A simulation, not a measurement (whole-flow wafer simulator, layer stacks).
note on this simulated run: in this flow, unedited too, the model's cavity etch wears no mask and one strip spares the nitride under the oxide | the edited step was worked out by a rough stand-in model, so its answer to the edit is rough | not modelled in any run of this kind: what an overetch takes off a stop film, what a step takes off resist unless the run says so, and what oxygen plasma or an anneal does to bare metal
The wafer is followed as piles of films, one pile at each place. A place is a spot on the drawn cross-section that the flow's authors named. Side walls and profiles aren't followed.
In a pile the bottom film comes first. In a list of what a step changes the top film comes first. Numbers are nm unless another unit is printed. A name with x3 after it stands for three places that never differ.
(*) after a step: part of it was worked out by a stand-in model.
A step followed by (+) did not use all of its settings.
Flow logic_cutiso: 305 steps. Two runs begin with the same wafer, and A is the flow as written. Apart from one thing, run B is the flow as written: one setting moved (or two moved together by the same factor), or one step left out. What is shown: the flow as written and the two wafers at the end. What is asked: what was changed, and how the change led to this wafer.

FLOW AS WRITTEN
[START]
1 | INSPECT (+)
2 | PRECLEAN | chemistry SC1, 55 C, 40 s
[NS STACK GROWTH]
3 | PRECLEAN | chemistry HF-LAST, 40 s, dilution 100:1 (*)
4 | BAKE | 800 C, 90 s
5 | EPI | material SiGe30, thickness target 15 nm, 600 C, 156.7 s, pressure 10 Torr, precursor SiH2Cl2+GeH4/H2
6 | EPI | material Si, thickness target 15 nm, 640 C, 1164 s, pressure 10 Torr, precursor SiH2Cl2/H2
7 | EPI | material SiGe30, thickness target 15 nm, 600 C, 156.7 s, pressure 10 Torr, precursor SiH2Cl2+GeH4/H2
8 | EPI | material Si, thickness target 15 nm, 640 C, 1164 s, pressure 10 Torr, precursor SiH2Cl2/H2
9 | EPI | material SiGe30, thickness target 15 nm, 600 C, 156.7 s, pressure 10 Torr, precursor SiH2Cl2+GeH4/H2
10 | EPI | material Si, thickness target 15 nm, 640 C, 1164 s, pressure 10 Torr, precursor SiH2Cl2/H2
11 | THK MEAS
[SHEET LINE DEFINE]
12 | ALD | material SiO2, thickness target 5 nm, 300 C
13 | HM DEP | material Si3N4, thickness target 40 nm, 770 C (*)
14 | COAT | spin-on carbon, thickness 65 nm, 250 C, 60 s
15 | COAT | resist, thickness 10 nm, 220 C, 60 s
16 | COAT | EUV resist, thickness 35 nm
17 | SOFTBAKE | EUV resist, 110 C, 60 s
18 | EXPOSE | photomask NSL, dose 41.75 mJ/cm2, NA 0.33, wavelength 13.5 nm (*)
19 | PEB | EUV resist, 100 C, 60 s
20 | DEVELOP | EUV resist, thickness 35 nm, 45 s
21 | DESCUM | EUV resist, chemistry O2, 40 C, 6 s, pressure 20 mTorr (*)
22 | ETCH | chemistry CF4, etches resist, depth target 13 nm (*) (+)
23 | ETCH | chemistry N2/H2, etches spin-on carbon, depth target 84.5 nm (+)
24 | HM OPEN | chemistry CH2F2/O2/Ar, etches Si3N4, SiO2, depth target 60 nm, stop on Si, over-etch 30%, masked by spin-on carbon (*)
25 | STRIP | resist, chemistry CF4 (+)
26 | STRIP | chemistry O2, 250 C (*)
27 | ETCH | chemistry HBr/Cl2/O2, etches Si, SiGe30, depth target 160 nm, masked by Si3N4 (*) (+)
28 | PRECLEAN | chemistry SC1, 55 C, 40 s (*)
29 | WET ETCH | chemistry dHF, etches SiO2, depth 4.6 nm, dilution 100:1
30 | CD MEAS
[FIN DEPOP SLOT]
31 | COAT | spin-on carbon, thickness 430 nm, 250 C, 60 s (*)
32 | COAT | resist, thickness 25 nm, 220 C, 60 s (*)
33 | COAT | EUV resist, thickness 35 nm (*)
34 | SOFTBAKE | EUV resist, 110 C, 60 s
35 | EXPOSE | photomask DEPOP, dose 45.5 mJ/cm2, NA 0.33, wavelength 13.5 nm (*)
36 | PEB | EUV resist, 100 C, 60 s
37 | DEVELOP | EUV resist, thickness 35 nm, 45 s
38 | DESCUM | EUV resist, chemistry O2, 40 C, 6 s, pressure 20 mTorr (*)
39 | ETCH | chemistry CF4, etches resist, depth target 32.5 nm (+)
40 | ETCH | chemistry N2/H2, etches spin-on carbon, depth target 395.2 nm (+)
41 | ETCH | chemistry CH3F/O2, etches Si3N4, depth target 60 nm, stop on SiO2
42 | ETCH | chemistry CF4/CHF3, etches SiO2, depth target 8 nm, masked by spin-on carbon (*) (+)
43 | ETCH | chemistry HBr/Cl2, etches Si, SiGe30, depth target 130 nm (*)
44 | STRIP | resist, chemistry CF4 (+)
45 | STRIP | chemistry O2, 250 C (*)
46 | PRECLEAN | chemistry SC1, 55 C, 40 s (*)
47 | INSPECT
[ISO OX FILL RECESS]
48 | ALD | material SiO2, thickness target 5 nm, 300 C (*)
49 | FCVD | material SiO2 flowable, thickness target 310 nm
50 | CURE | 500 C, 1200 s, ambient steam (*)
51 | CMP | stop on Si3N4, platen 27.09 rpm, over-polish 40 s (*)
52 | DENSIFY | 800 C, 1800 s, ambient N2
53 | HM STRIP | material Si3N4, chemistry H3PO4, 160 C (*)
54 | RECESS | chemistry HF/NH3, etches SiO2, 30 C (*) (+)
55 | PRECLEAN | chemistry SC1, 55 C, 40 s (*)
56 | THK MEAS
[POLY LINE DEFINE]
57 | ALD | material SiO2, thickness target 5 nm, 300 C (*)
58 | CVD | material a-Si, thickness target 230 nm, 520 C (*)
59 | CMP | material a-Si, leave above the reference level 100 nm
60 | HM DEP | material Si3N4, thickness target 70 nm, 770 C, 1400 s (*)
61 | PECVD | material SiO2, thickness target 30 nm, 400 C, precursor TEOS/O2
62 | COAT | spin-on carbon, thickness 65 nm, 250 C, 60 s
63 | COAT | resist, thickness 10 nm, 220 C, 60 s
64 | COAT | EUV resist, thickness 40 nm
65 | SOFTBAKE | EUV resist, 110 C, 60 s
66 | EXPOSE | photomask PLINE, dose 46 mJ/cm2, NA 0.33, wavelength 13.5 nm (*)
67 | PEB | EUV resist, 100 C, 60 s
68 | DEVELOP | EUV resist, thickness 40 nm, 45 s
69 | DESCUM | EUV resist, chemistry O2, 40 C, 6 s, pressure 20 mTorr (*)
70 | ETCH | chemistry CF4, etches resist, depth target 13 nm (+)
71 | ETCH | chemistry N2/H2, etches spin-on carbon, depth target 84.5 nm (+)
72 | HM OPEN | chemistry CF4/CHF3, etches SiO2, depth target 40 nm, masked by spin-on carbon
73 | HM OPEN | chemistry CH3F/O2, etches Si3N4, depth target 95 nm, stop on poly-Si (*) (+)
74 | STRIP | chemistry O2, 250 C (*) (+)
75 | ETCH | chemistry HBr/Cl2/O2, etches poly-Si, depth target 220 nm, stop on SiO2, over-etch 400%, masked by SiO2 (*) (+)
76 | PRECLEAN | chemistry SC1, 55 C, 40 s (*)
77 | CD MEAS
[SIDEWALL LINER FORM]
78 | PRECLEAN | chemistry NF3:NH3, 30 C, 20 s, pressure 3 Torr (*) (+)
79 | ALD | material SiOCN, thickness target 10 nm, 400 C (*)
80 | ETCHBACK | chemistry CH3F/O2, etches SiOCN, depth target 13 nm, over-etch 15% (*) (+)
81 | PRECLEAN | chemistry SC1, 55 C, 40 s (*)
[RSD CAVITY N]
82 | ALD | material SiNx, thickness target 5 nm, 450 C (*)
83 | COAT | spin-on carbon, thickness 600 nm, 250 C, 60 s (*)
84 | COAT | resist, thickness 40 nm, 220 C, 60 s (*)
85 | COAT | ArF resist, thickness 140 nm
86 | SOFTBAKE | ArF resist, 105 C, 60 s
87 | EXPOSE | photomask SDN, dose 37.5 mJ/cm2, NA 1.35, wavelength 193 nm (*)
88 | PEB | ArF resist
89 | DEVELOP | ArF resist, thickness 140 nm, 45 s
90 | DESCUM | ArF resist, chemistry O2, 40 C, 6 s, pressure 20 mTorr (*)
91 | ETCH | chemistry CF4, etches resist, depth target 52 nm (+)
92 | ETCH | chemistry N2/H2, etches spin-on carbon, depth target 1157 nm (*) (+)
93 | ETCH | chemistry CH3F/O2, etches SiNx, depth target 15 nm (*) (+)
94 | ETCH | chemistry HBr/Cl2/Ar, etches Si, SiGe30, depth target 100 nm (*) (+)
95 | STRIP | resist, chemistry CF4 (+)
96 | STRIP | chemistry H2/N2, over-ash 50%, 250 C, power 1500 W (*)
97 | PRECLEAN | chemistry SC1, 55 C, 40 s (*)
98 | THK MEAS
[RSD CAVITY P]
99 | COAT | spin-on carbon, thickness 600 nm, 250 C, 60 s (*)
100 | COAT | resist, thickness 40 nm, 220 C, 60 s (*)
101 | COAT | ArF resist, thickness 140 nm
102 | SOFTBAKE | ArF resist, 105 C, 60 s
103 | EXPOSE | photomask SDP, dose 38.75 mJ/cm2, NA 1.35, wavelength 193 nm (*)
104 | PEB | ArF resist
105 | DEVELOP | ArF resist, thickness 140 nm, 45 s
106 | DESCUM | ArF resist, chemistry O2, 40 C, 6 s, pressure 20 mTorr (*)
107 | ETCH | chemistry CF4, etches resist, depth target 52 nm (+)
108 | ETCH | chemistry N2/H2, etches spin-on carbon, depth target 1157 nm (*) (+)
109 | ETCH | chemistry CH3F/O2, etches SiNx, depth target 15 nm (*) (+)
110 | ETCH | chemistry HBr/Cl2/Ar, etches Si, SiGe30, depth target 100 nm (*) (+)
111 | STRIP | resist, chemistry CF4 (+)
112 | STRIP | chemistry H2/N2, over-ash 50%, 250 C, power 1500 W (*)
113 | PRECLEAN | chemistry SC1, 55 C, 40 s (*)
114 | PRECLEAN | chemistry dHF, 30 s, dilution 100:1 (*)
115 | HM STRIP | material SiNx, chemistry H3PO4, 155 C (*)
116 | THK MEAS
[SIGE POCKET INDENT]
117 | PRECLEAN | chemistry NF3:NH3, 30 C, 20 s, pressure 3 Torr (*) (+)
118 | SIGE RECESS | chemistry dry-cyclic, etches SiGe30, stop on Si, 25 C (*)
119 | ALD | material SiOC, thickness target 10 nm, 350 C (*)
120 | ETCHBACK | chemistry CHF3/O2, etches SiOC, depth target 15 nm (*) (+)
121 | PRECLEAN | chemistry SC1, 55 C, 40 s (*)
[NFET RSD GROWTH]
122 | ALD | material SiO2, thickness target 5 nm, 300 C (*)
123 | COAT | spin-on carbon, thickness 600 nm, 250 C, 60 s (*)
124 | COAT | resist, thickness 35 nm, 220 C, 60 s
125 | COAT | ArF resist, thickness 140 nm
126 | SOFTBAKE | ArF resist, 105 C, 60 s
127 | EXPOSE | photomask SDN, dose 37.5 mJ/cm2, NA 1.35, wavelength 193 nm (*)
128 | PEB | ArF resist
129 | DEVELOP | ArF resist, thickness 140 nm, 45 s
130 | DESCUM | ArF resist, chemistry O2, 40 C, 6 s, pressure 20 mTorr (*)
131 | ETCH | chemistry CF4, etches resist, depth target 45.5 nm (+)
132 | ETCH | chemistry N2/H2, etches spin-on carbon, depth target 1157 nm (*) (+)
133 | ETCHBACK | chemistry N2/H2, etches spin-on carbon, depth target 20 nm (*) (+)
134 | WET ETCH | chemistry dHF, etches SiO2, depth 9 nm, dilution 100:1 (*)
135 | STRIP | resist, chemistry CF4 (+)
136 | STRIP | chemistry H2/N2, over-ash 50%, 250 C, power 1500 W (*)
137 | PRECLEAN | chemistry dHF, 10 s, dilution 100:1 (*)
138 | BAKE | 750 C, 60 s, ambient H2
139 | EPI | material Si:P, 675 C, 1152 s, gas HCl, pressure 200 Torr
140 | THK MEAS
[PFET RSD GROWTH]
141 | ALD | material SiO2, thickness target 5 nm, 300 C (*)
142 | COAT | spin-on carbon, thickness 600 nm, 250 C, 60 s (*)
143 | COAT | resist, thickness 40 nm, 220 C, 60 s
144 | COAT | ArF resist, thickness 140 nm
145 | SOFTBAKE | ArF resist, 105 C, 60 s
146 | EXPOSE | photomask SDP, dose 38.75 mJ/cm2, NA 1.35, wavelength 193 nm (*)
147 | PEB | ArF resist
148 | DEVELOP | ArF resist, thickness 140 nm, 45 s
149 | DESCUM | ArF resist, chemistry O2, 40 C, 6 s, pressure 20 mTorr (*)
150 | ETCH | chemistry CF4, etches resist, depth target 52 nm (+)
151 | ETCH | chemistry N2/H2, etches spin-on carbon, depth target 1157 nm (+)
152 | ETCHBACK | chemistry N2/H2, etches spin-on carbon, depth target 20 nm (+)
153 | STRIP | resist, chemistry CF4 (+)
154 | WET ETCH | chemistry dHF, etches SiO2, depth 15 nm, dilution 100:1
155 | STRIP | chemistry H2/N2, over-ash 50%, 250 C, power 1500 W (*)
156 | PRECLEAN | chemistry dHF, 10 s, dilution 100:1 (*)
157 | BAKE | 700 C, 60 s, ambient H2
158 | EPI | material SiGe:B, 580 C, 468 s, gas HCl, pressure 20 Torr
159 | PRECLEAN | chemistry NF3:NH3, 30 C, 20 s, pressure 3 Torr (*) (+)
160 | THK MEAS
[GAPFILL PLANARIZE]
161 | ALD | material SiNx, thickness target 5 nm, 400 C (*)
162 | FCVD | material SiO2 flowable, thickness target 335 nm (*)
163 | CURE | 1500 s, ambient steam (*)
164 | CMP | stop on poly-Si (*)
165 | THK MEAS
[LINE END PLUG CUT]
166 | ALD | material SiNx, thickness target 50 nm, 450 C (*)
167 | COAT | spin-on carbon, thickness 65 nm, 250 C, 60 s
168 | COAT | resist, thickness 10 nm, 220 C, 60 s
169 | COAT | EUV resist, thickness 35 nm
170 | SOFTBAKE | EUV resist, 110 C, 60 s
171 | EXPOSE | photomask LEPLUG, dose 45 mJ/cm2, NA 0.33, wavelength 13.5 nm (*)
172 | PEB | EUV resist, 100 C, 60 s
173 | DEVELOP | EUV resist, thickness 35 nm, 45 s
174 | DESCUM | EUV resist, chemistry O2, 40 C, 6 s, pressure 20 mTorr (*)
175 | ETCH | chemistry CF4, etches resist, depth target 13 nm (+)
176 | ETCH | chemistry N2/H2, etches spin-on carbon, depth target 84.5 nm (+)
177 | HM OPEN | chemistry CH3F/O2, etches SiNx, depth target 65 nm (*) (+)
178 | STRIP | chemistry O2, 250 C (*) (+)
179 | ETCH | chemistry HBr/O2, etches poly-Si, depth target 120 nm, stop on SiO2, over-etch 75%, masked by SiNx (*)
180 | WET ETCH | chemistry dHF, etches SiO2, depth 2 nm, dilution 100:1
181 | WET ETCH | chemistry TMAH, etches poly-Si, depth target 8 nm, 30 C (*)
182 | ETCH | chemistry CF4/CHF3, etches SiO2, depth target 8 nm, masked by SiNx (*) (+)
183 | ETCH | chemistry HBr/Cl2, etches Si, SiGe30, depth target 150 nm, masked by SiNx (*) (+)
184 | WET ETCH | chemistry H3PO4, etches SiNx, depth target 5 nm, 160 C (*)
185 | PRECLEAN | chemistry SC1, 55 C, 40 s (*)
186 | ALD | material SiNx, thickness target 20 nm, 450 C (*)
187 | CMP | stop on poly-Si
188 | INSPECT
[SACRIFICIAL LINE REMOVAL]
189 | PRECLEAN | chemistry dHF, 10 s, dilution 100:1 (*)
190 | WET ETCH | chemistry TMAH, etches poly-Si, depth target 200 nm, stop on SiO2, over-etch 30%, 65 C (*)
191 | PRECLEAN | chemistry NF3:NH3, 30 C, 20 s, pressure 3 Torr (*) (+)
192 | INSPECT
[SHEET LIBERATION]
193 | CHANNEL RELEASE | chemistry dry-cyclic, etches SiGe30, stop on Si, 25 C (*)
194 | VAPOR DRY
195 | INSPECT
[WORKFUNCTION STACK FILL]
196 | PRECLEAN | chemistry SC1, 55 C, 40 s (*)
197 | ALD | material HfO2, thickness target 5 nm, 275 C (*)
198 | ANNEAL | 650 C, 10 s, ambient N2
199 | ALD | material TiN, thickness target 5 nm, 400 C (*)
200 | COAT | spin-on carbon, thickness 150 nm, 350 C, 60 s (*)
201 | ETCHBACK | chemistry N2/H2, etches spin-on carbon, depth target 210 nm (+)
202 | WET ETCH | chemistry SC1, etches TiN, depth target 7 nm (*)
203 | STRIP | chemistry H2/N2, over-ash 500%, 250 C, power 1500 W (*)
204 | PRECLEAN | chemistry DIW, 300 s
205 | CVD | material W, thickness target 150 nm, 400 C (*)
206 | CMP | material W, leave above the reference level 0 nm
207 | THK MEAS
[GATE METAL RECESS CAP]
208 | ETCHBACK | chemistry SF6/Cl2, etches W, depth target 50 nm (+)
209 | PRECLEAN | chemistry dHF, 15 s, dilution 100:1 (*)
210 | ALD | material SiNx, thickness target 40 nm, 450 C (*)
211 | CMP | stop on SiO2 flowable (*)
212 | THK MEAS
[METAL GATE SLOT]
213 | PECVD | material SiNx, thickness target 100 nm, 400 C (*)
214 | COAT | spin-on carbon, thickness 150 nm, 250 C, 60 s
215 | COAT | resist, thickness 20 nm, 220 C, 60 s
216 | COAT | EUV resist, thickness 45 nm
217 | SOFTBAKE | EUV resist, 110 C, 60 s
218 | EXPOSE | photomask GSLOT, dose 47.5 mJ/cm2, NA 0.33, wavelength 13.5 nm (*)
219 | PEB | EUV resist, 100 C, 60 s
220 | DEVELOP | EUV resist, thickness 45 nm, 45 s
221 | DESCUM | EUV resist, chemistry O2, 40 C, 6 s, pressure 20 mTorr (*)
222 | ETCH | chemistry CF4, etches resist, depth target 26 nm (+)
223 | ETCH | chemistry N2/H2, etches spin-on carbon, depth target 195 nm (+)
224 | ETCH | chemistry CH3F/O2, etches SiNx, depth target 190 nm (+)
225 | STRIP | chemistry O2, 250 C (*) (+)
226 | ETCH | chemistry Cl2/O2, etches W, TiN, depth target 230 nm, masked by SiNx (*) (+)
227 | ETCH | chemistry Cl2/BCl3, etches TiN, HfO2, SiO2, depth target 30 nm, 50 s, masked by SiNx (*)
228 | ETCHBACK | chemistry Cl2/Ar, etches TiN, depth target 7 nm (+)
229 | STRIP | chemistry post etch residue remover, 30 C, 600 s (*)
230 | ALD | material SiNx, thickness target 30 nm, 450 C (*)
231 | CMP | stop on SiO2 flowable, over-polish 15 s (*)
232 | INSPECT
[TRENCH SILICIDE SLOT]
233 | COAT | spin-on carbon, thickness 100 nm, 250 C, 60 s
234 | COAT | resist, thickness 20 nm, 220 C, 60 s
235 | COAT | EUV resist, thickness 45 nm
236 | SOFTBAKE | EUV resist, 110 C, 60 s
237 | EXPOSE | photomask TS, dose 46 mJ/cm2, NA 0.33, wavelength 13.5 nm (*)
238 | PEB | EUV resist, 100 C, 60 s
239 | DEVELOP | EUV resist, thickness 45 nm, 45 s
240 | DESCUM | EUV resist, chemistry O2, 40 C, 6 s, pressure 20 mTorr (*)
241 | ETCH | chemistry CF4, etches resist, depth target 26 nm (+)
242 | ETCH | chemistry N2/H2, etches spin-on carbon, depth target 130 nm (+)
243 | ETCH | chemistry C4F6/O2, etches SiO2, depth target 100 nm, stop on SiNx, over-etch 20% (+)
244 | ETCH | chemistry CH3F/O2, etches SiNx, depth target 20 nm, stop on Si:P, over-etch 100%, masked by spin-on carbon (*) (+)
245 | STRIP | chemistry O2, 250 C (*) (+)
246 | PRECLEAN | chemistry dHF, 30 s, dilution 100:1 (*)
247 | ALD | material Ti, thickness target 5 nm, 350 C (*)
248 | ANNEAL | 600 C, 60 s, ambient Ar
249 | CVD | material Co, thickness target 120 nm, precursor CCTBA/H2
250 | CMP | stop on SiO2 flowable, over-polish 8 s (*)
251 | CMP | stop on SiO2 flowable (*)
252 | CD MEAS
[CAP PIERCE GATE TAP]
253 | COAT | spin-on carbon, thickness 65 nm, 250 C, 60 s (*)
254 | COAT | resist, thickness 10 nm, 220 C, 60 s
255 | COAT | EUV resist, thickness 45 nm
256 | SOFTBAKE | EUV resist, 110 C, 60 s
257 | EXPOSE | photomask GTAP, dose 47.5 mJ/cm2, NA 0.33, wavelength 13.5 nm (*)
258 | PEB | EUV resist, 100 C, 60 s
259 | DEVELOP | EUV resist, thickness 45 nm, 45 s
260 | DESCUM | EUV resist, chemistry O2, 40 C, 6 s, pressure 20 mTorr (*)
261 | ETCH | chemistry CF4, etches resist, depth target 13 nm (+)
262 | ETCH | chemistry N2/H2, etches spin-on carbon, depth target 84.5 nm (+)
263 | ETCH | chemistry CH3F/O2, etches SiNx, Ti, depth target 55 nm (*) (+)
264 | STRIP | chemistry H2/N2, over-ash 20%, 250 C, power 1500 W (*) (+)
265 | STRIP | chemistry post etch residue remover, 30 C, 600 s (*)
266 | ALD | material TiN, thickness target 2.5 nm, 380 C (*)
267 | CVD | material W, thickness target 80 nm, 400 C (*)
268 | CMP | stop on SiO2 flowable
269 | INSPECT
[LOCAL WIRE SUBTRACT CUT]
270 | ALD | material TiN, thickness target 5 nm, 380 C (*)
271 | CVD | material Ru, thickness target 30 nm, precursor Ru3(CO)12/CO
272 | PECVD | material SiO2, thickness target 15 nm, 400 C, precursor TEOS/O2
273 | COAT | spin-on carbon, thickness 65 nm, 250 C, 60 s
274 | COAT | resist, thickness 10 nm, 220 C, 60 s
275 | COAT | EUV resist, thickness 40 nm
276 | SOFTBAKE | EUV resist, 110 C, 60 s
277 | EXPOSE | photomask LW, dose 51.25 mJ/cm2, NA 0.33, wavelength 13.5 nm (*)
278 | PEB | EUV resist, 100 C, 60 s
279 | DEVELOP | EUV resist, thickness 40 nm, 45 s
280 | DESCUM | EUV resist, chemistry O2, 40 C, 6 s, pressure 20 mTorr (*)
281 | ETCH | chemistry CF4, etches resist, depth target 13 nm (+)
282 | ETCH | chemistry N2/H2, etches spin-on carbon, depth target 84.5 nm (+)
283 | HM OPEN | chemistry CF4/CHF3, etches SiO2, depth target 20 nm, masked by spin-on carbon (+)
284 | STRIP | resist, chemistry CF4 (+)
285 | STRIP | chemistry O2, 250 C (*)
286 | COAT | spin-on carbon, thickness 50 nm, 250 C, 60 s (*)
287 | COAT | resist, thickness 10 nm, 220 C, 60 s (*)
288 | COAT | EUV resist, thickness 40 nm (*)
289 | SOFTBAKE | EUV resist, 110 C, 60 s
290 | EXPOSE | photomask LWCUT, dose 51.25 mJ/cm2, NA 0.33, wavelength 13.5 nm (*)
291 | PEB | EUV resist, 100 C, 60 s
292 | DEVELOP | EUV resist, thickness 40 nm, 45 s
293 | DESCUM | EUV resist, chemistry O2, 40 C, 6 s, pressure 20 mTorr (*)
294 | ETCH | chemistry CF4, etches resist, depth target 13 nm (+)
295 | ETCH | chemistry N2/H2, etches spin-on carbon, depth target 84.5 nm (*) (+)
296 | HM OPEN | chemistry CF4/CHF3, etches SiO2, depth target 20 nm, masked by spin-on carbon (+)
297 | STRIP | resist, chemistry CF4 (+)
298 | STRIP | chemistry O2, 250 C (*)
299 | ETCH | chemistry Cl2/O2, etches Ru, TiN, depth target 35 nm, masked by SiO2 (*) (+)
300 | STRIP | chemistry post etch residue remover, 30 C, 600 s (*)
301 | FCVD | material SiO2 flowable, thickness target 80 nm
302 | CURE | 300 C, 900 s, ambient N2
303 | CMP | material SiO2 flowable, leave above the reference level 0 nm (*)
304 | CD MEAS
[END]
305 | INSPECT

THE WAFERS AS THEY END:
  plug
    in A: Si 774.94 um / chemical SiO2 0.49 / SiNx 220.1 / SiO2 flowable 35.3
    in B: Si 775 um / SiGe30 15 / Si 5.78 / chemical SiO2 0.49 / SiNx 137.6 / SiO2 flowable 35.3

The reason: step 183, ETCH: depth target 67.5 nm was run, whereas the flow has depth target 150 nm.

Step by step, how the change led to this:
  183 | ETCH | chemistry HBr/Cl2, etches Si, SiGe30, depth target 150 nm, masked by SiNx (*) (+)
      plug: A Si loses 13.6 (all of it), SiGe30 loses 15 (all of it), Si loses 15 (all of it), SiGe30 loses 15 (all of it), Si loses 15 (all of it), SiGe30 loses 15 (all of it), Si loses 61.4 | B Si loses 13.6 (all of it), SiGe30 loses 15 (all of it), Si loses 15 (all of it), SiGe30 loses 15 (all of it), Si loses 8.94
      depop, dpovl, gfld and 18 more: A SiNx loses 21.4 | B SiNx loses 9.64
  186 | ALD | material SiNx, thickness target 20 nm, 450 C (*)
      plug: A SiNx gains 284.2 (new film) | B SiNx gains 213.5 (new film)
  187 | CMP | stop on poly-Si
      depop, dpovl, gfld and 18 more: A SiNx loses 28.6 (all of it) | B SiNx loses 40.4 (all of it)
      plug: A SiNx loses 28.6 | B SiNx loses 40.4
